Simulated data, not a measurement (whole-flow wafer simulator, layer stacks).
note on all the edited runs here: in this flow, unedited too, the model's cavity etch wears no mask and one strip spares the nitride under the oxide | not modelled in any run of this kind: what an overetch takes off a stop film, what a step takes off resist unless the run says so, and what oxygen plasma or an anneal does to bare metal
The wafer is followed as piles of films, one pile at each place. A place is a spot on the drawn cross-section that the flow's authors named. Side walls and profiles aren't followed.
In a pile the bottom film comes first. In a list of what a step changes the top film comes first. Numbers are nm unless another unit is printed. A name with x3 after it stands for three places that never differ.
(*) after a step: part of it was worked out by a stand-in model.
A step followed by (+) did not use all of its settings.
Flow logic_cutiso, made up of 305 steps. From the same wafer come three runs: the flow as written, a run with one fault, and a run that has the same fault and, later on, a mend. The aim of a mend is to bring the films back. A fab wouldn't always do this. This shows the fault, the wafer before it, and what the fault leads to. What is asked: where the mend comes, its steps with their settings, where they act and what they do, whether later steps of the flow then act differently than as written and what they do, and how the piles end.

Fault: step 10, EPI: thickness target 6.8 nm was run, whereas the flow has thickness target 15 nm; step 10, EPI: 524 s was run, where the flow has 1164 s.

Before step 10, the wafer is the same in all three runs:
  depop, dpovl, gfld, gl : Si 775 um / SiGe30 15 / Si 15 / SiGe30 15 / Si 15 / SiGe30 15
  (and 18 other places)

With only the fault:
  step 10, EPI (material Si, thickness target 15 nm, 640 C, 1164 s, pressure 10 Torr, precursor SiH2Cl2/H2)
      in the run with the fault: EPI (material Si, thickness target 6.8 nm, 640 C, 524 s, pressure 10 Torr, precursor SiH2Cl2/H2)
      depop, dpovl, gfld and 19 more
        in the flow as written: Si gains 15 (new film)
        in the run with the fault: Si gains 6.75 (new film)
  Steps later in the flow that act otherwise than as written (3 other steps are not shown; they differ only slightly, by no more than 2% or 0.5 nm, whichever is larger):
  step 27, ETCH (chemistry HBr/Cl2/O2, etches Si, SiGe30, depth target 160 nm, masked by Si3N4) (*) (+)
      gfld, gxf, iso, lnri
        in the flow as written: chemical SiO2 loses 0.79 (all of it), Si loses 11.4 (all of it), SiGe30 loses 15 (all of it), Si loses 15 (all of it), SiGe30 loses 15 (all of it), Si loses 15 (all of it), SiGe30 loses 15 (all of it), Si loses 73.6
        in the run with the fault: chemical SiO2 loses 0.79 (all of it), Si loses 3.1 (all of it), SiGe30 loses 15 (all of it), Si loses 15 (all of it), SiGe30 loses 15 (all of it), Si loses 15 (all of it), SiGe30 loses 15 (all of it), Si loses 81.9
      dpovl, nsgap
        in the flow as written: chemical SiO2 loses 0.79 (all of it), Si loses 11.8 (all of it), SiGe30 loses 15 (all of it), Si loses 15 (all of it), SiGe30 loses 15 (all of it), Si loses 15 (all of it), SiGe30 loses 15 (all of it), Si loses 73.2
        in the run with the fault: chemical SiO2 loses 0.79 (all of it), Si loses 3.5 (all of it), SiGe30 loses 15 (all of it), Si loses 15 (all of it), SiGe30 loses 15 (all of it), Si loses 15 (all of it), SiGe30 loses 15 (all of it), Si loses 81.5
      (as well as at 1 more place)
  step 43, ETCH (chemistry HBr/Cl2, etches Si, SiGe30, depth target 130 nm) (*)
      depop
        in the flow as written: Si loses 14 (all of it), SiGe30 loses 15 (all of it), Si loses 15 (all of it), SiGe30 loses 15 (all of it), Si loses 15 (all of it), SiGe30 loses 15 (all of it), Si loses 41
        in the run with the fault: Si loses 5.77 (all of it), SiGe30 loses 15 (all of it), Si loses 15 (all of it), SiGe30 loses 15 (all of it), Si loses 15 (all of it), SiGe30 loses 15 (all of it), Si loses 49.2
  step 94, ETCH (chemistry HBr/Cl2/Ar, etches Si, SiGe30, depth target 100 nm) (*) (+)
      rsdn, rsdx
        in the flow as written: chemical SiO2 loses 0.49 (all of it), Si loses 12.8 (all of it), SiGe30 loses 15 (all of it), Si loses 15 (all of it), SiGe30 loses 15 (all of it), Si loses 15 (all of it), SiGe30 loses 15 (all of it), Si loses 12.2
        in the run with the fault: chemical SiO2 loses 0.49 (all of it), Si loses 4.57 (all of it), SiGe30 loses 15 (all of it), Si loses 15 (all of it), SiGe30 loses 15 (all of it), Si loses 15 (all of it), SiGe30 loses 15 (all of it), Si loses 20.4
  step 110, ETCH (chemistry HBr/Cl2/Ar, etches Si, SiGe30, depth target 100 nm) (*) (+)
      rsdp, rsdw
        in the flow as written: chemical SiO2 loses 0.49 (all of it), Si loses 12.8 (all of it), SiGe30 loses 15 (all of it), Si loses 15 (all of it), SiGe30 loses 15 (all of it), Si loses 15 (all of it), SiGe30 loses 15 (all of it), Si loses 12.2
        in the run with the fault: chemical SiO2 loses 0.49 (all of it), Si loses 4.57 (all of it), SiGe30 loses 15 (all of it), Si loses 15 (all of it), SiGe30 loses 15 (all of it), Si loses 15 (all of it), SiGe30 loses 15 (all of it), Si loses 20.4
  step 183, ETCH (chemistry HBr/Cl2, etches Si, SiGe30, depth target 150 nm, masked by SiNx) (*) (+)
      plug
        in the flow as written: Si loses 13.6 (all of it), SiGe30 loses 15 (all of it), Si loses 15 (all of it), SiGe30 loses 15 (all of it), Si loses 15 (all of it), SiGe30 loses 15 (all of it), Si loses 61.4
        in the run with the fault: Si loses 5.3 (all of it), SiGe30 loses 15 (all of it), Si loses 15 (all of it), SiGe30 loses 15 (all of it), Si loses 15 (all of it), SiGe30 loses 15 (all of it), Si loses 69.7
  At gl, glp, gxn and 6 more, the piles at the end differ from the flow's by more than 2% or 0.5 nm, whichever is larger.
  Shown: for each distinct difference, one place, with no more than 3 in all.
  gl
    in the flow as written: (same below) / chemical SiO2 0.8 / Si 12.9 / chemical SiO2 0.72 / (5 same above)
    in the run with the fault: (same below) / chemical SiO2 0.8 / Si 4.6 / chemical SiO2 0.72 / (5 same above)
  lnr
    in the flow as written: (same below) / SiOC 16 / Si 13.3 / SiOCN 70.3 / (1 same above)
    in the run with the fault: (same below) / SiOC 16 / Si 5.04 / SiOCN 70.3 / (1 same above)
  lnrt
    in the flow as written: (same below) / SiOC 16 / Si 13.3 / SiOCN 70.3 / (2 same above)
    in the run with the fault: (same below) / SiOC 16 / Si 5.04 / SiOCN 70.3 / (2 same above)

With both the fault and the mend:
  The mend stands after step 11.
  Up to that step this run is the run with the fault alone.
  step 11a, EPI (material Si, thickness target 8.2 nm, 640 C, 636.5 s, pressure 10 Torr, precursor SiH2Cl2/H2) (a further turn of the flow's step 10, with different settings)
      depop, dpovl, gfld and 19 more
        Si gains 8.2
  Later steps of the flow that are run all act as written at every place that is followed, up to a difference of at most 2% or 0.5 nm, whichever is larger.
  The piles end only slightly different from the flow's at the places that both follow, by no more than 2% or 0.5 nm, whichever is larger.
